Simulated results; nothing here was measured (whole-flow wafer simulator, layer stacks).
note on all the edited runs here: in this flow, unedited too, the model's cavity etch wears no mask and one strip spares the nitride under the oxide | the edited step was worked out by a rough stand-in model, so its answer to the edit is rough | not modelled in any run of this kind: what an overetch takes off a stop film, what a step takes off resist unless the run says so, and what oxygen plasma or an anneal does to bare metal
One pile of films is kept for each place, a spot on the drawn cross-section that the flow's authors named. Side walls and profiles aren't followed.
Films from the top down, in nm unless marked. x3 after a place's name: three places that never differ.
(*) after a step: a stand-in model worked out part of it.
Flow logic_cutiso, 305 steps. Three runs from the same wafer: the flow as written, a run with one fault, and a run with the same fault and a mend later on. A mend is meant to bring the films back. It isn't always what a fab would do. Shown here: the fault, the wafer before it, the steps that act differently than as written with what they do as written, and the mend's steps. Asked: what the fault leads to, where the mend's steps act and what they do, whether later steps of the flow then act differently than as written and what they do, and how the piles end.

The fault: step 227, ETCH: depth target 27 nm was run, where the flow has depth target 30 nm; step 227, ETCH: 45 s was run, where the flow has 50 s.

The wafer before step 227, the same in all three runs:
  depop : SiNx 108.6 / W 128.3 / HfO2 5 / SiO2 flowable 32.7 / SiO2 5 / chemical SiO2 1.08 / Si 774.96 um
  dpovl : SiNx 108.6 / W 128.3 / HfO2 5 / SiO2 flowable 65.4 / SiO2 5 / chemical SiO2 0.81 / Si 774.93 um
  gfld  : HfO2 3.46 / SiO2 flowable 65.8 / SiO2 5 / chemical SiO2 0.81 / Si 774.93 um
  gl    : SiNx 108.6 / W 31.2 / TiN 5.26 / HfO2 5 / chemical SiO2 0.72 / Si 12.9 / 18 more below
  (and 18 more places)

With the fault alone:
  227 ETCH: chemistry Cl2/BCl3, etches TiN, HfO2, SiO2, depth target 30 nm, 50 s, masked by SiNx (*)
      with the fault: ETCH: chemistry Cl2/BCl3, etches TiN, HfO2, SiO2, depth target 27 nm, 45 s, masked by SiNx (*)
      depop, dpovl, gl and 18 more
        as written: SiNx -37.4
        with the fault: SiNx -33.7
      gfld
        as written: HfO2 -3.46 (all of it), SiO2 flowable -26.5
        with the fault: HfO2 -3.46 (all of it), SiO2 flowable -23.5
  Later steps of the flow that act differently than as written (1 more step differs only slightly, by at most 2% or 0.5 nm, whichever is larger, and isn't shown):
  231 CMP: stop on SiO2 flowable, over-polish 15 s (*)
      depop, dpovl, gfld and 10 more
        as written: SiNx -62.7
        with the fault: SiNx -66.5
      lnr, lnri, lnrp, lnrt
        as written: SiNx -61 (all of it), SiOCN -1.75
        with the fault: SiNx -64.7 (all of it), SiOCN -1.75
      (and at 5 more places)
  At the end the piles differ from the flow's by more than 2% or 0.5 nm, whichever is larger, at gfld.
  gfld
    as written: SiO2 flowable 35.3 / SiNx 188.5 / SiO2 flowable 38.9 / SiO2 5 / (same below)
    with the fault: SiO2 flowable 35.3 / SiNx 185.5 / SiO2 flowable 41.9 / SiO2 5 / (same below)

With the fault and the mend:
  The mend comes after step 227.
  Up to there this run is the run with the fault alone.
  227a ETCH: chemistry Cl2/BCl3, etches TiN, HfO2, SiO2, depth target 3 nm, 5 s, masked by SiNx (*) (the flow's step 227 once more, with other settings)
      depop, dpovl, gl and 18 more
        SiNx -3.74
      gfld
        SiO2 flowable -3
  No later step of the flow acts differently than as written at any place that is followed.
  At the end the piles are the same as the flow's at every place that both follow.
